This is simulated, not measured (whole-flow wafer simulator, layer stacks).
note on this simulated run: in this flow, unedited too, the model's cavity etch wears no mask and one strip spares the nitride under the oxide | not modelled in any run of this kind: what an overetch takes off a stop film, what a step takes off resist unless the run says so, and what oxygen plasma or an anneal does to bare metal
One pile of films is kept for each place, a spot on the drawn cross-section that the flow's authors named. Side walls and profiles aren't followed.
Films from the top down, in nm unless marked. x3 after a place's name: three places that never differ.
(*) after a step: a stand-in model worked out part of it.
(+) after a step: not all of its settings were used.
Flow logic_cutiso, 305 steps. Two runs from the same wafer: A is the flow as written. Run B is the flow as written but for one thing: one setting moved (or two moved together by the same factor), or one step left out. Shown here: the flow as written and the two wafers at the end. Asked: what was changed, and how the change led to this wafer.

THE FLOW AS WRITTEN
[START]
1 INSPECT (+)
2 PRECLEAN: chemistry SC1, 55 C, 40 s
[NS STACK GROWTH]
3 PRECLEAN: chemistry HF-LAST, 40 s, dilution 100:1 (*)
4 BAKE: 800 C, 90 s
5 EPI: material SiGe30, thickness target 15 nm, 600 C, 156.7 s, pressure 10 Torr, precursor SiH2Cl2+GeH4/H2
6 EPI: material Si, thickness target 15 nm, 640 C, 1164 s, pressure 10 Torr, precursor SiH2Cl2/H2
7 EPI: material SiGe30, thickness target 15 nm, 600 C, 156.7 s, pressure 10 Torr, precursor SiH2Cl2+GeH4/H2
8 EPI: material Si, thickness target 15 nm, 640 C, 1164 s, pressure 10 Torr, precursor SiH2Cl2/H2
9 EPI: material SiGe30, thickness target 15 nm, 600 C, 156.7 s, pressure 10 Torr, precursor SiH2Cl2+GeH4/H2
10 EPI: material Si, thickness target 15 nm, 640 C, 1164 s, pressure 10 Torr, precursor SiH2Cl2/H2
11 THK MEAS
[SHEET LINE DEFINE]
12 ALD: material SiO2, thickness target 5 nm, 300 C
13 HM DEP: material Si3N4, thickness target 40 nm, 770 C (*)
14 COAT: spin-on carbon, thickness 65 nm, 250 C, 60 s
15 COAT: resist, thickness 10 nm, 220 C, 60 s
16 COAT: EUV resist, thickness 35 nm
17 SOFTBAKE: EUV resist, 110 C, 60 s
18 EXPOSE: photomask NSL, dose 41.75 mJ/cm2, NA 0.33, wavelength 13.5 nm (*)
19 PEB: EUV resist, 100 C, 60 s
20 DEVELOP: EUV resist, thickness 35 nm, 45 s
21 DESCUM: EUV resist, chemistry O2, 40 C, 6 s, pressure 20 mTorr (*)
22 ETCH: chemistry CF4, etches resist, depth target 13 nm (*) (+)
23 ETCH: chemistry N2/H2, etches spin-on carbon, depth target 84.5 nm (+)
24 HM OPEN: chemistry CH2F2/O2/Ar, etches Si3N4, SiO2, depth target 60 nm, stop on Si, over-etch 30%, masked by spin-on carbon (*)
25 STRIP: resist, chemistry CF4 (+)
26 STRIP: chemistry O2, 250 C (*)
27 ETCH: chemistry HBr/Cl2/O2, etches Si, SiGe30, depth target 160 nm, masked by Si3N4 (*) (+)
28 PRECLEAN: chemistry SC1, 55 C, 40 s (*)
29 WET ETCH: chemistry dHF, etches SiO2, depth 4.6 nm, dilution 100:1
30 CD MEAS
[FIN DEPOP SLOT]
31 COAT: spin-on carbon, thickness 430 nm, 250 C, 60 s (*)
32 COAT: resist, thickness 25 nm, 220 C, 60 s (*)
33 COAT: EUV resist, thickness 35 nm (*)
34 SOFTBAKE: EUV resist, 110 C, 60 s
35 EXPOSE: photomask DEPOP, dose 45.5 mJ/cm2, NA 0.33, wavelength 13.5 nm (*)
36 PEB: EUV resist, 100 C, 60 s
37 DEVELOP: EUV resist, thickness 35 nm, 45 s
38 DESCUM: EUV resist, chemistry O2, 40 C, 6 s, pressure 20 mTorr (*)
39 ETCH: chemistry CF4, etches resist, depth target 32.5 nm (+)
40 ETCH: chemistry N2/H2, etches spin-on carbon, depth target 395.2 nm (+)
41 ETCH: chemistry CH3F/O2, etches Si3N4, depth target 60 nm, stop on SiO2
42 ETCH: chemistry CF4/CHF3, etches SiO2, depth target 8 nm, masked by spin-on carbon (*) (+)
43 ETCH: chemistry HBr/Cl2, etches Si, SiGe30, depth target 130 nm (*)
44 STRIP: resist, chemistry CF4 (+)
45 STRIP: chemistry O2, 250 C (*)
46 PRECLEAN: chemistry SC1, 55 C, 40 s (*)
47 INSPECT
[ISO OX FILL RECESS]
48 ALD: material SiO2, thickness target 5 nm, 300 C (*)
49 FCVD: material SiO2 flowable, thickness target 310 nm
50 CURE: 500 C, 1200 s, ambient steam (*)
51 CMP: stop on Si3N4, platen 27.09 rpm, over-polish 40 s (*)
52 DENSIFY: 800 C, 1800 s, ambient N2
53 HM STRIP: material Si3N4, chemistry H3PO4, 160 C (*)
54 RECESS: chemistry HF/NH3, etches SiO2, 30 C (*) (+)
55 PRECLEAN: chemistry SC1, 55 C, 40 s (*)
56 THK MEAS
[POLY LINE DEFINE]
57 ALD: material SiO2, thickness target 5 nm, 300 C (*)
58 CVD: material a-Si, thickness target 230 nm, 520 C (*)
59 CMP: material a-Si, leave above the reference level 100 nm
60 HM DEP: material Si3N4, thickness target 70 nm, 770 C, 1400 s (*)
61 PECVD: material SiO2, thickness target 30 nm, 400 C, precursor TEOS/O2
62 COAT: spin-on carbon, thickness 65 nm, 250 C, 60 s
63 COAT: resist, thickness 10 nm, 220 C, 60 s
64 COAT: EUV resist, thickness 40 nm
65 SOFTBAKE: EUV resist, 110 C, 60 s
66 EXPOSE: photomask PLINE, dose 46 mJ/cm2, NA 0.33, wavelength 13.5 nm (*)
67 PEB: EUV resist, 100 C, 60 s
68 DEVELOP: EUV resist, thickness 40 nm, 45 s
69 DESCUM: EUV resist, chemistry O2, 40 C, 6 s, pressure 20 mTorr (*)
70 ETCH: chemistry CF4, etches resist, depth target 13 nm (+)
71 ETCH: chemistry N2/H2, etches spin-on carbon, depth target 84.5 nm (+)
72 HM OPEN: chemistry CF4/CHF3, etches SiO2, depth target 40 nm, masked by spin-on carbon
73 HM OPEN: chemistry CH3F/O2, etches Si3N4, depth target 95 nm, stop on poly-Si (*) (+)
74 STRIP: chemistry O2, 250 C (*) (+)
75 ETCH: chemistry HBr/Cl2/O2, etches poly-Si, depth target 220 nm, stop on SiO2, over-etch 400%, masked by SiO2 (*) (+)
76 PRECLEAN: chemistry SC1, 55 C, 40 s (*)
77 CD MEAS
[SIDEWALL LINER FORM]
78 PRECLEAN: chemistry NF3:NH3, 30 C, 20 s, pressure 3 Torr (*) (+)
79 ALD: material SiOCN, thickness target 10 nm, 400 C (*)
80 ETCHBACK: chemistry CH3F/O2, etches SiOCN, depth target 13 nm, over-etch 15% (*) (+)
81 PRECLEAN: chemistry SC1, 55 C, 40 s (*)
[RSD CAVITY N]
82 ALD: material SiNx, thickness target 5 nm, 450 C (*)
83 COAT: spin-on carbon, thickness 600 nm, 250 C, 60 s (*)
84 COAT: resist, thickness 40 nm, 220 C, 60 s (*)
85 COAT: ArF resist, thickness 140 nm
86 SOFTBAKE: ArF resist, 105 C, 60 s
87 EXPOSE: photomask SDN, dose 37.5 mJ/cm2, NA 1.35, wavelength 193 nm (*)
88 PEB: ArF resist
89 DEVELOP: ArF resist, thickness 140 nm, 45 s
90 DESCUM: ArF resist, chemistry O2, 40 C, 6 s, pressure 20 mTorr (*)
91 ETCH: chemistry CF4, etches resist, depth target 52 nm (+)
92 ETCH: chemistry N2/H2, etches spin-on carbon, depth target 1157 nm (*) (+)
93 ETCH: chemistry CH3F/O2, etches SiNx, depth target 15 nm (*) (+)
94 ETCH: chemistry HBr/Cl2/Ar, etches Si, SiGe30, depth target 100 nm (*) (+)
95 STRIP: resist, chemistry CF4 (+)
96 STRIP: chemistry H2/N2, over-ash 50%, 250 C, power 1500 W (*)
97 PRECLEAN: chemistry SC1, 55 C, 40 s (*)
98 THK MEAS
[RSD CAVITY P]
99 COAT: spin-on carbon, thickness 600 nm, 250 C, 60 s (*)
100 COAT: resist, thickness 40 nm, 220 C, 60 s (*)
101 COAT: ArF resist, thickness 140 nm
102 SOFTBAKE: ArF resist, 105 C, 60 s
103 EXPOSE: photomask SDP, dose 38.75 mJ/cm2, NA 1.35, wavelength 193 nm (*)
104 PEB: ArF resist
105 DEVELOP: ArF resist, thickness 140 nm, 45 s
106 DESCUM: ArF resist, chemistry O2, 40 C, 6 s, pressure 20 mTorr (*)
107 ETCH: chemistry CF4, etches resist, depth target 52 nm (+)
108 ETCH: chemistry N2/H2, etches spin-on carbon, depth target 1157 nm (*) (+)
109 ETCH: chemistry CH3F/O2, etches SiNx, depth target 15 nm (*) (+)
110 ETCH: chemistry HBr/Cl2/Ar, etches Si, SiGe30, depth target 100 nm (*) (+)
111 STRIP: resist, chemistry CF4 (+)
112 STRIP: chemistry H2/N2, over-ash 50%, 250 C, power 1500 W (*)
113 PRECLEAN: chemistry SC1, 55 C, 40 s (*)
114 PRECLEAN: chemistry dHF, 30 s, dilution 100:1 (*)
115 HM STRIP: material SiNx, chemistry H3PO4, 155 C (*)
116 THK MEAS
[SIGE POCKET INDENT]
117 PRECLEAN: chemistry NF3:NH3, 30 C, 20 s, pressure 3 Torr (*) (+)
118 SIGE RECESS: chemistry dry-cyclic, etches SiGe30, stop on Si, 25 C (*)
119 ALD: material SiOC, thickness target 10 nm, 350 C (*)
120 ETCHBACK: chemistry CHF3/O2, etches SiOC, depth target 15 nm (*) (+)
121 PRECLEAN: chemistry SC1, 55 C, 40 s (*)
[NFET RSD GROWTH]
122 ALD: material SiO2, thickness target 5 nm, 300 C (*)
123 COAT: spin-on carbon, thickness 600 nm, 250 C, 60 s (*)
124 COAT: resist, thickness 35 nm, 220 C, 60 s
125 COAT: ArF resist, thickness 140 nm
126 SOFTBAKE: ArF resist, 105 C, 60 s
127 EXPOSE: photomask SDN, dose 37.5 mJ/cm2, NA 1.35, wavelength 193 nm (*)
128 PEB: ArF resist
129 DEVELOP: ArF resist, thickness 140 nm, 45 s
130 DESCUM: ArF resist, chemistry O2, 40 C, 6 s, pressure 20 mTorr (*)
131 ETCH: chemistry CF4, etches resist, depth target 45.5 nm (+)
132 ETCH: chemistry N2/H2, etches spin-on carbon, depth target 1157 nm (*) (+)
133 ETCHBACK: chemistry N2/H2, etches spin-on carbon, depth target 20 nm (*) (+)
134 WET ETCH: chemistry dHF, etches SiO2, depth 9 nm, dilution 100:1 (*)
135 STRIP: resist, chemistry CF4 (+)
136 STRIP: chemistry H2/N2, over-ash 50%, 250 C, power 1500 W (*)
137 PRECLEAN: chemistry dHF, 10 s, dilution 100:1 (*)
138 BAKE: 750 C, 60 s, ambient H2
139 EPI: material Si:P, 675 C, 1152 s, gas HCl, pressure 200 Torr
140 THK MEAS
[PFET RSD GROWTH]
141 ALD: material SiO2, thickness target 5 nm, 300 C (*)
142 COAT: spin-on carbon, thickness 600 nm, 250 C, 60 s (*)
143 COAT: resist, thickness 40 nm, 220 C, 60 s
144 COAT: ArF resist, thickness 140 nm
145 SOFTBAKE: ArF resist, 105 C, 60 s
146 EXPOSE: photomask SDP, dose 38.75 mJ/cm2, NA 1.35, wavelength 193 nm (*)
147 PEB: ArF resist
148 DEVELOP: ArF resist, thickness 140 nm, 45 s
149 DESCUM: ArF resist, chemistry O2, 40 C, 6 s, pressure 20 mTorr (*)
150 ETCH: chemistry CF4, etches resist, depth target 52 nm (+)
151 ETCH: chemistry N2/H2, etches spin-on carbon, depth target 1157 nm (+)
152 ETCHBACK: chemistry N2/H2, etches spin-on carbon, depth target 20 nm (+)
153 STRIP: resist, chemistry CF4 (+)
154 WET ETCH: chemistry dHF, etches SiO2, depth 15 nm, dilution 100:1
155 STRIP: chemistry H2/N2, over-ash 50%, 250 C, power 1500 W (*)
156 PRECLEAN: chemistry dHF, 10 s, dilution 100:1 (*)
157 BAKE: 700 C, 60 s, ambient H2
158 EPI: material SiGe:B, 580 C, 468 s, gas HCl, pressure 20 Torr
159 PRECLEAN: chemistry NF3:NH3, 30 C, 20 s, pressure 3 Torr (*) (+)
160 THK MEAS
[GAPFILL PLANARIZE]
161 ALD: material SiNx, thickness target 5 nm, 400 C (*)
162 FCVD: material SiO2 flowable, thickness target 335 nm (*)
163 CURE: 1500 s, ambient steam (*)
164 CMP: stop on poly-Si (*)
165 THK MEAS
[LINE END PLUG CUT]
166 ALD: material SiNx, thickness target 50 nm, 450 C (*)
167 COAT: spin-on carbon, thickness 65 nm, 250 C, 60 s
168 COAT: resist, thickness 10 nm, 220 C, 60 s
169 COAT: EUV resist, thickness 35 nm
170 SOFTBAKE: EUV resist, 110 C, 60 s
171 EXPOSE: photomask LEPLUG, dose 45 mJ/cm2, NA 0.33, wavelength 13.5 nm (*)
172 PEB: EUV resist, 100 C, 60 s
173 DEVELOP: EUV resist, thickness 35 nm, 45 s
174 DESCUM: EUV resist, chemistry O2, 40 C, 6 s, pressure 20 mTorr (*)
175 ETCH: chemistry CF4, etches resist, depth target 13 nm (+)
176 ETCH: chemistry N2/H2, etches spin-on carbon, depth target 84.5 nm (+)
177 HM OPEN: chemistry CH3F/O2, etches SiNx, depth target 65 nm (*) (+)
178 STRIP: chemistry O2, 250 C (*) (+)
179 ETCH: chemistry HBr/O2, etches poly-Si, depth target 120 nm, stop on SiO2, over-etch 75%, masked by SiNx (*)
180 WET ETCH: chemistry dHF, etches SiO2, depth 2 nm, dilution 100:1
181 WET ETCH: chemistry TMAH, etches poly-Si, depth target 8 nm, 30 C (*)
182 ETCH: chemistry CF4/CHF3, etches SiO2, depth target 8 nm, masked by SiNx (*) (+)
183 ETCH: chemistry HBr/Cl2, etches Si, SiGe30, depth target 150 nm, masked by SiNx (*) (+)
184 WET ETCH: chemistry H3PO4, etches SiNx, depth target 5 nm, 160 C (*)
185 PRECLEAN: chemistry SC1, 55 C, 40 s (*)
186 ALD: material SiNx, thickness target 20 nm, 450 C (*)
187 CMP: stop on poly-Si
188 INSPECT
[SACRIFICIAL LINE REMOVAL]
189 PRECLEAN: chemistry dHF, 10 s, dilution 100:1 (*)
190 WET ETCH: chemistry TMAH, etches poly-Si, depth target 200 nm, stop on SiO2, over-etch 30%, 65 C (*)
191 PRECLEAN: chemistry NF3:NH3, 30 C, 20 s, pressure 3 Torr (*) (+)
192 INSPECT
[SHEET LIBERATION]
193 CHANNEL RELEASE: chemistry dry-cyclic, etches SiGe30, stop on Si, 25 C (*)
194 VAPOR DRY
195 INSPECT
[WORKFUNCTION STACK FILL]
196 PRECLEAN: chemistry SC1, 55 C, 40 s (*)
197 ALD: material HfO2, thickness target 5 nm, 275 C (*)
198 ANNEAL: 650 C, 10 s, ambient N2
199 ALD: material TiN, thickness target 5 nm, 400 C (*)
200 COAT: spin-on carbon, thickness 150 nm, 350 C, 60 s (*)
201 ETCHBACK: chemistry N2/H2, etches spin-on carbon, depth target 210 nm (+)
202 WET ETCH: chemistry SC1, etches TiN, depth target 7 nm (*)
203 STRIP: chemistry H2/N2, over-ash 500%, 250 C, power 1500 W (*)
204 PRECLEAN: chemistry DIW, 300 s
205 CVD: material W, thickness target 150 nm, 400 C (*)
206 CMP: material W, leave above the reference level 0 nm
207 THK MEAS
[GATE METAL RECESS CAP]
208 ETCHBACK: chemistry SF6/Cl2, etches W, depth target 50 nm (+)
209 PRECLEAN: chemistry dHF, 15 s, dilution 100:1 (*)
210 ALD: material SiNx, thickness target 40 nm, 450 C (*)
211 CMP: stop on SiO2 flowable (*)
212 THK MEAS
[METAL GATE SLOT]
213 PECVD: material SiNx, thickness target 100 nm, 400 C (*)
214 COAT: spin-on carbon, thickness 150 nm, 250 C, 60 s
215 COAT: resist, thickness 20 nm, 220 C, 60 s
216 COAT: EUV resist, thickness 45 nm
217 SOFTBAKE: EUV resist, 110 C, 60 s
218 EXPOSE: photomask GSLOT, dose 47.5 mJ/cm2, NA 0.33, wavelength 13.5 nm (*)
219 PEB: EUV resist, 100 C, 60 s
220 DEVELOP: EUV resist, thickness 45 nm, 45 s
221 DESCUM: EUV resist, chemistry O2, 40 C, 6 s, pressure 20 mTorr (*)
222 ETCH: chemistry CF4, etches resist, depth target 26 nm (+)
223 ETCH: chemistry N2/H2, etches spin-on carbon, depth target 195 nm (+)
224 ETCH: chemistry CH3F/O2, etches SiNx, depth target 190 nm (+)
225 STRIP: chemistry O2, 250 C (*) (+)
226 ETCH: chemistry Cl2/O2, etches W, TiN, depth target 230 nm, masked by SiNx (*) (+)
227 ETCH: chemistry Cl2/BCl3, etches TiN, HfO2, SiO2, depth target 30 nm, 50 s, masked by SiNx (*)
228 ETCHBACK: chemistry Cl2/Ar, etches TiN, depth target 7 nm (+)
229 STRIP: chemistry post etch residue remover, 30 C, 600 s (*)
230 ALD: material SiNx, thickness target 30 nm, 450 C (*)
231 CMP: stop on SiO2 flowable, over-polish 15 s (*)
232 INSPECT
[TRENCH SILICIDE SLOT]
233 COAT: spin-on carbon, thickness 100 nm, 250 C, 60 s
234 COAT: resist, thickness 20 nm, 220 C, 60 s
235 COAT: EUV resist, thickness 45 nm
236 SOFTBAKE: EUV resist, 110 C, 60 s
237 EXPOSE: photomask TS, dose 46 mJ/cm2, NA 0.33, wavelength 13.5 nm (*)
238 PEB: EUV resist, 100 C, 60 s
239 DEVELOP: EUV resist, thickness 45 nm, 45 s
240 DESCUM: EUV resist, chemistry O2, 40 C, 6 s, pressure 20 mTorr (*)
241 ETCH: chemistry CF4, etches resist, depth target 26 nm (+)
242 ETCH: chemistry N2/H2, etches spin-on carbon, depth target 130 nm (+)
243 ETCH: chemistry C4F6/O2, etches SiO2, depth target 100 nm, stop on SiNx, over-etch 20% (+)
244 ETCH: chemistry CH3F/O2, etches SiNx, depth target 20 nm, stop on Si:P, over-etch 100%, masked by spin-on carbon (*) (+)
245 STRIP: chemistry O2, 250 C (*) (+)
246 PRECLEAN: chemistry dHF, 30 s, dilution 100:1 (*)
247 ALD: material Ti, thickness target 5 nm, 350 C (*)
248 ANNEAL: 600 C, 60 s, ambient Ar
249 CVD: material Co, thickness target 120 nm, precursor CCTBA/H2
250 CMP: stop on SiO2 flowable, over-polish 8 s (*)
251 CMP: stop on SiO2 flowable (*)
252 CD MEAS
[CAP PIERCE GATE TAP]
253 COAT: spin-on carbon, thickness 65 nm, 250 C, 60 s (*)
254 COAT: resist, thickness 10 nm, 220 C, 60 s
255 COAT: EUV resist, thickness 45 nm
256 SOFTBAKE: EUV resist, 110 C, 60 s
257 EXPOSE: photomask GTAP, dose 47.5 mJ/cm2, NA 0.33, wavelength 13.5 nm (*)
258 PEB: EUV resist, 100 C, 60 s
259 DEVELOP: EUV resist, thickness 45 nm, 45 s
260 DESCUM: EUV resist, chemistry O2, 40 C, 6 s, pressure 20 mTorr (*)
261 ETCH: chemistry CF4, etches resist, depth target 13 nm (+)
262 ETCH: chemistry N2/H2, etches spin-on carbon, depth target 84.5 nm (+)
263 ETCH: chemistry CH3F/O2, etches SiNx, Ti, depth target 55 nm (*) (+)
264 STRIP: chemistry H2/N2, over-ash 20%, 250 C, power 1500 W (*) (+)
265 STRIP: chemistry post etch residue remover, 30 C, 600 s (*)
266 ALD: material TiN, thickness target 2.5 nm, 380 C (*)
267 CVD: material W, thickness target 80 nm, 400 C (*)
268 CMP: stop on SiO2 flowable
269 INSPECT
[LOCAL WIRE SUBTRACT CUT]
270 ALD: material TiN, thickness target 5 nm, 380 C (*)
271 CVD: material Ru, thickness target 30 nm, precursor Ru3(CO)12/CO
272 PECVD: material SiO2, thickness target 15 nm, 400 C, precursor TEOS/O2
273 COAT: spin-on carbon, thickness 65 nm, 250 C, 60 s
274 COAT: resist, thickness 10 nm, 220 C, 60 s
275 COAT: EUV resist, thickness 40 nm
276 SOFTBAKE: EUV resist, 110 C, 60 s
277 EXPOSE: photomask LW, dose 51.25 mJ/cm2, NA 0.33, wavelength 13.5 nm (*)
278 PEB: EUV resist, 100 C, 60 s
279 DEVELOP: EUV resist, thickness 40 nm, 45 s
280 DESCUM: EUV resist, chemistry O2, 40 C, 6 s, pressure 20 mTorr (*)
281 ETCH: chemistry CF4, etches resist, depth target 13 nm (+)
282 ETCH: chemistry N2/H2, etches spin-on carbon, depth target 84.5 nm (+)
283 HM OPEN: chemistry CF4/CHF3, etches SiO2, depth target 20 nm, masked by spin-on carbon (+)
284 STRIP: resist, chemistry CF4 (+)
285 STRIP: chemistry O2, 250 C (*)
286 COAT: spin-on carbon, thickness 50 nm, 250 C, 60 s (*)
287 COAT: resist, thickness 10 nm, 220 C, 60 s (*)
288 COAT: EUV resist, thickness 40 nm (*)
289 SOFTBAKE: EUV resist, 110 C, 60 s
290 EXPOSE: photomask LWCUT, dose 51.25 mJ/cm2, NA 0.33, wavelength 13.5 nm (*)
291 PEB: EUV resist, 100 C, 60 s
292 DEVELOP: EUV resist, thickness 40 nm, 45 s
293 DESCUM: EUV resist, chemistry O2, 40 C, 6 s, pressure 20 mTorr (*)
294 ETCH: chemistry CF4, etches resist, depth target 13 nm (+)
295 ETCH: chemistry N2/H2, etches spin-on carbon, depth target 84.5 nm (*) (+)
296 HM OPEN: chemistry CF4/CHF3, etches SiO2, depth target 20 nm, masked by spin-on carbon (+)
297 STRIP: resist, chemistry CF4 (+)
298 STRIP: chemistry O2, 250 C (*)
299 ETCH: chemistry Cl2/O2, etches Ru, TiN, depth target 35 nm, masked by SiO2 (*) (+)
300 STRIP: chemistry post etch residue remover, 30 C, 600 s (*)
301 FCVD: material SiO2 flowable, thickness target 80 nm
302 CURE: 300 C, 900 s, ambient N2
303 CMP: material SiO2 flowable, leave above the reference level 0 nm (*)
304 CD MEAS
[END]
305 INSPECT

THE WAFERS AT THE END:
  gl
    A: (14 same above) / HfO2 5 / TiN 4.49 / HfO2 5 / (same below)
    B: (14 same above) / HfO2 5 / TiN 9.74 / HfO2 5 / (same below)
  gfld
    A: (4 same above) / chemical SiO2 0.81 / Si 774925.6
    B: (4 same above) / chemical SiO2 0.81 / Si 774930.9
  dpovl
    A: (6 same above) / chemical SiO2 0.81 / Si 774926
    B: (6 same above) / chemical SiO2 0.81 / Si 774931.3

The cause: step 7, EPI: 211.5 s was run, where the flow has 156.7 s.

How the change led to this, step by step:
  7 EPI: material SiGe30, thickness target 15 nm, 600 C, 156.7 s, pressure 10 Torr, precursor SiH2Cl2+GeH4/H2
      depop, dpovl, gfld and 19 more: A SiGe30 +15 (new film) | B SiGe30 +20.3 (new film)
  27 ETCH: chemistry HBr/Cl2/O2, etches Si, SiGe30, depth target 160 nm, masked by Si3N4 (*) (+)
      gfld, gxf, iso, lnri: A chemical SiO2 -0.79 (all of it), Si -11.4 (all of it), SiGe30 -15 (all of it), Si -15 (all of it), SiGe30 -15 (all of it), Si -15 (all of it), SiGe30 -15 (all of it), Si -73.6 | B chemical SiO2 -0.79 (all of it), Si -11.4 (all of it), SiGe30 -15 (all of it), Si -15 (all of it), SiGe30 -20.3 (all of it), Si -15 (all of it), SiGe30 -15 (all of it), Si -68.4
      dpovl, nsgap: A chemical SiO2 -0.79 (all of it), Si -11.8 (all of it), SiGe30 -15 (all of it), Si -15 (all of it), SiGe30 -15 (all of it), Si -15 (all of it), SiGe30 -15 (all of it), Si -73.2 | B chemical SiO2 -0.79 (all of it), Si -11.8 (all of it), SiGe30 -15 (all of it), Si -15 (all of it), SiGe30 -20.3 (all of it), Si -15 (all of it), SiGe30 -15 (all of it), Si -68
      (and at 1 more place)
  43 ETCH: chemistry HBr/Cl2, etches Si, SiGe30, depth target 130 nm (*)
      depop: A Si -14 (all of it), SiGe30 -15 (all of it), Si -15 (all of it), SiGe30 -15 (all of it), Si -15 (all of it), SiGe30 -15 (all of it), Si -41 | B Si -14 (all of it), SiGe30 -15 (all of it), Si -15 (all of it), SiGe30 -20.3 (all of it), Si -15 (all of it), SiGe30 -15 (all of it), Si -35.7
  94 ETCH: chemistry HBr/Cl2/Ar, etches Si, SiGe30, depth target 100 nm (*) (+)
      rsdn, rsdx: A chemical SiO2 -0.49 (all of it), Si -12.8 (all of it), SiGe30 -15 (all of it), Si -15 (all of it), SiGe30 -15 (all of it), Si -15 (all of it), SiGe30 -15 (all of it), Si -12.2 | B chemical SiO2 -0.49 (all of it), Si -12.8 (all of it), SiGe30 -15 (all of it), Si -15 (all of it), SiGe30 -20.3 (all of it), Si -15 (all of it), SiGe30 -15 (all of it), Si -6.91
  110 ETCH: chemistry HBr/Cl2/Ar, etches Si, SiGe30, depth target 100 nm (*) (+)
      rsdp, rsdw: A chemical SiO2 -0.49 (all of it), Si -12.8 (all of it), SiGe30 -15 (all of it), Si -15 (all of it), SiGe30 -15 (all of it), Si -15 (all of it), SiGe30 -15 (all of it), Si -12.2 | B chemical SiO2 -0.49 (all of it), Si -12.8 (all of it), SiGe30 -15 (all of it), Si -15 (all of it), SiGe30 -20.3 (all of it), Si -15 (all of it), SiGe30 -15 (all of it), Si -6.91
  118 SIGE RECESS: chemistry dry-cyclic, etches SiGe30, stop on Si, 25 C (*)
      lnr, lnrp, lnrt: A SiOCN -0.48, Si -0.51, cavity +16 (new film), SiGe30 -15 (all of it), Si -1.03, cavity +16 (new film), SiGe30 -15 (all of it), Si -1.03, cavity +16 (new film), SiGe30 -15 (all of it), Si -0.51 | B SiOCN -0.48, Si -0.51, cavity +16 (new film), SiGe30 -15 (all of it), Si -1.03, cavity +21.3 (new film), SiGe30 -20.3 (all of it), Si -1.03, cavity +16 (new film), SiGe30 -15 (all of it), Si -0.51
  119 ALD: material SiOC, thickness target 10 nm, 350 C (*)
      lnr, lnrp, lnrt: A SiOC +10 (new film), SiOC +16 (new film), cavity -16 (all of it), SiOC +16 (new film), cavity -16 (all of it), SiOC +16 (new film), cavity -16 (all of it) | B SiOC +10 (new film), SiOC +16 (new film), cavity -16 (all of it), SiOC +21.3 (new film), cavity -21.3 (all of it), SiOC +16 (new film), cavity -16 (all of it)
  183 ETCH: chemistry HBr/Cl2, etches Si, SiGe30, depth target 150 nm, masked by SiNx (*) (+)
      plug: A Si -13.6 (all of it), SiGe30 -15 (all of it), Si -15 (all of it), SiGe30 -15 (all of it), Si -15 (all of it), SiGe30 -15 (all of it), Si -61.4 | B Si -13.6 (all of it), SiGe30 -15 (all of it), Si -15 (all of it), SiGe30 -20.3 (all of it), Si -15 (all of it), SiGe30 -15 (all of it), Si -56.2
  193 CHANNEL RELEASE: chemistry dry-cyclic, etches SiGe30, stop on Si, 25 C (*)
      gl, glp, gxn, gxp, ns, tap: A chemical SiO2 +0.8 (new film), Si -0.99, chemical SiO2 +0.8 (new film), cavity +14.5 (new film), chemical SiO2 +0.8 (new film), SiGe30 -15 (all of it), Si -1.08, chemical SiO2 +0.8 (new film), cavity +14.5 (new film), chemical SiO2 +0.8 (new film), SiGe30 -15 (all of it), Si -1.08, chemical SiO2 +0.8 (new film), cavity +14.5 (new film), chemical SiO2 +0.8 (new film), SiGe30 -15 (all of it), Si -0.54 | B chemical SiO2 +0.8 (new film), Si -0.99, chemical SiO2 +0.8 (new film), cavity +14.5 (new film), chemical SiO2 +0.8 (new film), SiGe30 -15 (all of it), Si -1.08, chemical SiO2 +0.8 (new film), cavity +19.7 (new film), chemical SiO2 +0.8 (new film), SiGe30 -20.3 (all of it), Si -1.08, chemical SiO2 +0.8 (new film), cavity +14.5 (new film), chemical SiO2 +0.8 (new film), SiGe30 -15 (all of it), Si -0.54
  199 ALD: material TiN, thickness target 5 nm, 400 C (*)
      gl, glp, tap: A TiN +5.26 (new film), TiN +4.49 (new film), cavity -4.49 (all of it), TiN +4.49 (new film), cavity -4.49 (all of it), TiN +4.49 (new film), cavity -4.49 (all of it) | B TiN +5.26 (new film), TiN +4.49 (new film), cavity -4.49 (all of it), TiN +9.74 (new film), cavity -9.74 (all of it), TiN +4.49 (new film), cavity -4.49 (all of it)
      gxn, gxp, ns: A TiN +5 (new film), TiN +4.49 (new film), cavity -4.49 (all of it), TiN +4.49 (new film), cavity -4.49 (all of it), TiN +4.49 (new film), cavity -4.49 (all of it) | B TiN +5 (new film), TiN +4.49 (new film), cavity -4.49 (all of it), TiN +9.74 (new film), cavity -9.74 (all of it), TiN +4.49 (new film), cavity -4.49 (all of it)
